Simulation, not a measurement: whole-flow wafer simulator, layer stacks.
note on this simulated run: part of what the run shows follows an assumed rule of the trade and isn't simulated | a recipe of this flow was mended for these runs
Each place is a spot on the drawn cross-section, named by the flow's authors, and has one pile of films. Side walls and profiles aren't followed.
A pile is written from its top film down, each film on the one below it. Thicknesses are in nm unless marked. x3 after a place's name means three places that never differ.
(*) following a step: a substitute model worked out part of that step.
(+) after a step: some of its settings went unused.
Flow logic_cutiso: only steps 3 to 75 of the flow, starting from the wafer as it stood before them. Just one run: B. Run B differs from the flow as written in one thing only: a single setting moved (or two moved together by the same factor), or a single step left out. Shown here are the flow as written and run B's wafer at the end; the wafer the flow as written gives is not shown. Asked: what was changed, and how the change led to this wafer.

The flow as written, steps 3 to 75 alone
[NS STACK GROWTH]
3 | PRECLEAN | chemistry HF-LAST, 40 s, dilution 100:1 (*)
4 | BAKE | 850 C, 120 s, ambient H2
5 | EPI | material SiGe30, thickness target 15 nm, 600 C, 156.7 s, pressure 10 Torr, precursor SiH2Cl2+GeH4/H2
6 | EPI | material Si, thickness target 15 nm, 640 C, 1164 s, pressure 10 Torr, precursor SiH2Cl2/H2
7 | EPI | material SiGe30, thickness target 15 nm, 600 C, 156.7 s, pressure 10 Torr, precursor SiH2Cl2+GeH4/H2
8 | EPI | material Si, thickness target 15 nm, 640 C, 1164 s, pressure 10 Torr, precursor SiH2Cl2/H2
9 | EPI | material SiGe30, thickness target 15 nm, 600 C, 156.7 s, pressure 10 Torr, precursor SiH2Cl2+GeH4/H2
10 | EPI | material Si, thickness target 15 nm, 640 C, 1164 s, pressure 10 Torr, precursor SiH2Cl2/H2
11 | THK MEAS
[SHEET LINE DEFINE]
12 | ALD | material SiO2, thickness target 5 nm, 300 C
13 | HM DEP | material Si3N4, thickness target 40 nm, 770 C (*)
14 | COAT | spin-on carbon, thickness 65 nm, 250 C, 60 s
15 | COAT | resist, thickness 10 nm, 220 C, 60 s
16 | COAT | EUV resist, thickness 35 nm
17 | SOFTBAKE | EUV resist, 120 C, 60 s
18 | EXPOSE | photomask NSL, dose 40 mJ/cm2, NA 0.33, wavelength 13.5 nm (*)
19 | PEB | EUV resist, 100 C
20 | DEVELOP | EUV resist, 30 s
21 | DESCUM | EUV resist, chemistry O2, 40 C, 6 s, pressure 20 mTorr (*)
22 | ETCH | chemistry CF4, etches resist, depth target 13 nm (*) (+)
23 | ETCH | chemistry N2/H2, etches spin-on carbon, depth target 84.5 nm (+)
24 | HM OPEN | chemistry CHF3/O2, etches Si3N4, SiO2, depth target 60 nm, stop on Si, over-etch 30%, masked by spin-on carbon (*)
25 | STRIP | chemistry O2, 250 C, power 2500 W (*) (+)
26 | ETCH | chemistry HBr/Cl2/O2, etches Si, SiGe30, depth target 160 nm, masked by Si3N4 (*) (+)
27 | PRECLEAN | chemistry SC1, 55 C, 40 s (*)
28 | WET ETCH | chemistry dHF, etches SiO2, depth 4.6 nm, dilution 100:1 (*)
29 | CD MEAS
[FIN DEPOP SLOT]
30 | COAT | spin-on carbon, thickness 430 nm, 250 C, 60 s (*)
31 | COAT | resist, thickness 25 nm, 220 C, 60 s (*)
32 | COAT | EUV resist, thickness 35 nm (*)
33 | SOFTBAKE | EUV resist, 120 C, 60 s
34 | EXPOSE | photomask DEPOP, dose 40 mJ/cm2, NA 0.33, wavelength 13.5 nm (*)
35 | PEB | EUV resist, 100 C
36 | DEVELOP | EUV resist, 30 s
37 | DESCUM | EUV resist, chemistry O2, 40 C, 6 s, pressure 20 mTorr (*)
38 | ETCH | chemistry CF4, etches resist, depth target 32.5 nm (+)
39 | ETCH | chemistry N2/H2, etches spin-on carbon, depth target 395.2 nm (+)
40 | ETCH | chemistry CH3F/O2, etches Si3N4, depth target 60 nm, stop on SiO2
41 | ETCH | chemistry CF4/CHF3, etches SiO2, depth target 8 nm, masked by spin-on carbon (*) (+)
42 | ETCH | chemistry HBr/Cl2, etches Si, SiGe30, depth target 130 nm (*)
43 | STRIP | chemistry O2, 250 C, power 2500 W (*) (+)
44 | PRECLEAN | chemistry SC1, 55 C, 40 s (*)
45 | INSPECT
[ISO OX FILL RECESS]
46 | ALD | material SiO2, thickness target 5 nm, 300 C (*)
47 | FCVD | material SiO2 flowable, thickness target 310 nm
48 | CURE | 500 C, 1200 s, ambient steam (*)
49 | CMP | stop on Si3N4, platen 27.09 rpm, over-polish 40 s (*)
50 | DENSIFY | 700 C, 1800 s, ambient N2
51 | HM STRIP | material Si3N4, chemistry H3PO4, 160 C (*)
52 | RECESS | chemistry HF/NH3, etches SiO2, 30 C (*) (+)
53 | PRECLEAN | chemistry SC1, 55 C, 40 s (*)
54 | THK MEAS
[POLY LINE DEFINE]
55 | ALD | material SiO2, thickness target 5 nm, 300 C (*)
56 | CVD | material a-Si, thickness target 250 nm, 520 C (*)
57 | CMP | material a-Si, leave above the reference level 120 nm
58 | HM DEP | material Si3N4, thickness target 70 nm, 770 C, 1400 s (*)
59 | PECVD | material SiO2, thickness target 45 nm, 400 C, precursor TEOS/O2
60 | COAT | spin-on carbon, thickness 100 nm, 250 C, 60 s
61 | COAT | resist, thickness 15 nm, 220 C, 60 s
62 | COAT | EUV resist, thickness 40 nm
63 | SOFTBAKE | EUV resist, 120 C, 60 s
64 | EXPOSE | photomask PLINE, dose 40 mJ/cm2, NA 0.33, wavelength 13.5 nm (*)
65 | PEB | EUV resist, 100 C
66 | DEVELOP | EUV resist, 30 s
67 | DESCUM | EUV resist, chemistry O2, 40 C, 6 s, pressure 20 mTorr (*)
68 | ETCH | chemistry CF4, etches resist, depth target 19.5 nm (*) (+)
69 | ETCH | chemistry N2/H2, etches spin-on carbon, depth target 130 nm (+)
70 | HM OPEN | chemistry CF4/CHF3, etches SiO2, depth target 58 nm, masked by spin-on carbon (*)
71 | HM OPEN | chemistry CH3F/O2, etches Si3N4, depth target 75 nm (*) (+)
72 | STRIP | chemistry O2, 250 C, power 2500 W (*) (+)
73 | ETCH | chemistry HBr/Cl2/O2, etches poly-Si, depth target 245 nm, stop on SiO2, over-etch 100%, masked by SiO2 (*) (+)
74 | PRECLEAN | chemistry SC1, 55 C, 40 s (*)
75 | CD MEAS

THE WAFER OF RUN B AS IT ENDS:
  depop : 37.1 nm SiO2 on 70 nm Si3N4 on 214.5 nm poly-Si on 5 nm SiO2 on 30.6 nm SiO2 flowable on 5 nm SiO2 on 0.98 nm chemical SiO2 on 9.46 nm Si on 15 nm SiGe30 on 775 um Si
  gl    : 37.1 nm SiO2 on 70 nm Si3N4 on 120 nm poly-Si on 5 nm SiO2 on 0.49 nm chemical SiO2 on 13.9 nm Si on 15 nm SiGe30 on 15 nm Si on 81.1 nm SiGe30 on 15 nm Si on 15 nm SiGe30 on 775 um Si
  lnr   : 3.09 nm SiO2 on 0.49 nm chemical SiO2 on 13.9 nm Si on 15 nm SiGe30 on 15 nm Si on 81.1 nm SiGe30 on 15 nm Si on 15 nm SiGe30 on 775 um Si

What caused this: step 7, EPI: 690 C was run, whereas the flow has 600 C.

Step by step, how the change led to this:
  7 | EPI | material SiGe30, thickness target 15 nm, 600 C, 156.7 s, pressure 10 Torr, precursor SiH2Cl2+GeH4/H2
      depop, dpovl, gfld and 19 more: +81.1 SiGe30 (new film) (in the flow as written it would be: +15 SiGe30 (new film))
  26 | ETCH | chemistry HBr/Cl2/O2, etches Si, SiGe30, depth target 160 nm, masked by Si3N4 (*) (+)
      dpovl, gfld, gxf, iso, isow, lnri, nsgap: -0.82 chemical SiO2 (all of it), -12 Si (all of it), -15 SiGe30 (all of it), -15 Si (all of it), -81.1 SiGe30 (all of it), -15 Si (all of it), -15 SiGe30 (all of it), -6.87 Si (in the flow as written it would be: -0.82 chemical SiO2 (all of it), -12 Si (all of it), -15 SiGe30 (all of it), -15 Si (all of it), -15 SiGe30 (all of it), -15 Si (all of it), -15 SiGe30 (all of it), -73 Si)
  42 | ETCH | chemistry HBr/Cl2, etches Si, SiGe30, depth target 130 nm (*)
      depop: -13.8 Si (all of it), -15 SiGe30 (all of it), -15 Si (all of it), -81.1 SiGe30 (all of it), -5.08 Si (in the flow as written it would be: -13.8 Si (all of it), -15 SiGe30 (all of it), -15 Si (all of it), -15 SiGe30 (all of it), -15 Si (all of it), -15 SiGe30 (all of it), -41.2 Si)
